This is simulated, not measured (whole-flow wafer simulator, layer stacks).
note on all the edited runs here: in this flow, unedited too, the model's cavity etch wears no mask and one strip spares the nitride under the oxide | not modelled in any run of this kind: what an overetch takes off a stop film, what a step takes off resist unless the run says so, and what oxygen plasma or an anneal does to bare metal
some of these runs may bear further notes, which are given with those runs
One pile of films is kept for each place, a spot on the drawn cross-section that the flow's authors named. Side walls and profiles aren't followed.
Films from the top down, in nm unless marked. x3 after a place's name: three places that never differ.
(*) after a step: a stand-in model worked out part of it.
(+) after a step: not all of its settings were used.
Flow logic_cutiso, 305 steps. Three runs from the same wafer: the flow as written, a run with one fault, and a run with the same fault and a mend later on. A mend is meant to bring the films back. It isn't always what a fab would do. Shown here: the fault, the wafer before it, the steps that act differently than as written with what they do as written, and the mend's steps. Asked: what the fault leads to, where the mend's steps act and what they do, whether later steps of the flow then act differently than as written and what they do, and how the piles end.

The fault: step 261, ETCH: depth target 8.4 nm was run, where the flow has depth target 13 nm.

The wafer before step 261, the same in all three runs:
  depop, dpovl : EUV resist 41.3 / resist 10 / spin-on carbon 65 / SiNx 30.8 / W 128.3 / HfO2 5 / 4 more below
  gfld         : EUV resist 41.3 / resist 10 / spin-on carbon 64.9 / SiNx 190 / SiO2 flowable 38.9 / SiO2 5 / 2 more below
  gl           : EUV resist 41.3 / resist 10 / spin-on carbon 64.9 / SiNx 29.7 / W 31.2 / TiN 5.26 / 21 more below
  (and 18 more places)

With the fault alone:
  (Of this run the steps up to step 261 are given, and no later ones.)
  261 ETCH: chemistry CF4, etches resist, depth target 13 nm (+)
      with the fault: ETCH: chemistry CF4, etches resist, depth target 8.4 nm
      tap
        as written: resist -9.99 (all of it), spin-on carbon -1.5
        with the fault: resist -8.4
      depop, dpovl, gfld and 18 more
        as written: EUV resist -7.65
        with the fault: EUV resist -4.94
  After step 261 the piles differ from the flow's by more than 2% or 0.5 nm, whichever is larger, at depop, dpovl, gfld and 19 more.
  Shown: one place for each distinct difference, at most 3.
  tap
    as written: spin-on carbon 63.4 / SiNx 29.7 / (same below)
    with the fault: resist 1.59 / spin-on carbon 64.9 / SiNx 29.7 / (same below)
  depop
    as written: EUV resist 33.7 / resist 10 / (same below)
    with the fault: EUV resist 36.4 / resist 10 / (same below)
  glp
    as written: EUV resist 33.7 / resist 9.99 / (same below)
    with the fault: EUV resist 36.4 / resist 9.99 / (same below)

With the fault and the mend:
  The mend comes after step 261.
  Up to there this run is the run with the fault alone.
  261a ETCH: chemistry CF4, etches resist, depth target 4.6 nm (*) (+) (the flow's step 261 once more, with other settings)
      depop, dpovl, gfld and 18 more
        EUV resist -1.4
      tap
        resist -1.59 (all of it), spin-on carbon -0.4
  Later steps of the flow that act differently than as written (2 more steps differ only slightly, by at most 2% or 0.5 nm, whichever is larger, and aren't shown):
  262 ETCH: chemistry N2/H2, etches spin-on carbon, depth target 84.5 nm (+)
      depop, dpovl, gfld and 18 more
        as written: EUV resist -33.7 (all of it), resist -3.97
        with the mend: EUV resist -35 (all of it), resist -3.91
  At the end the piles are the same as the flow's at every place that both follow.
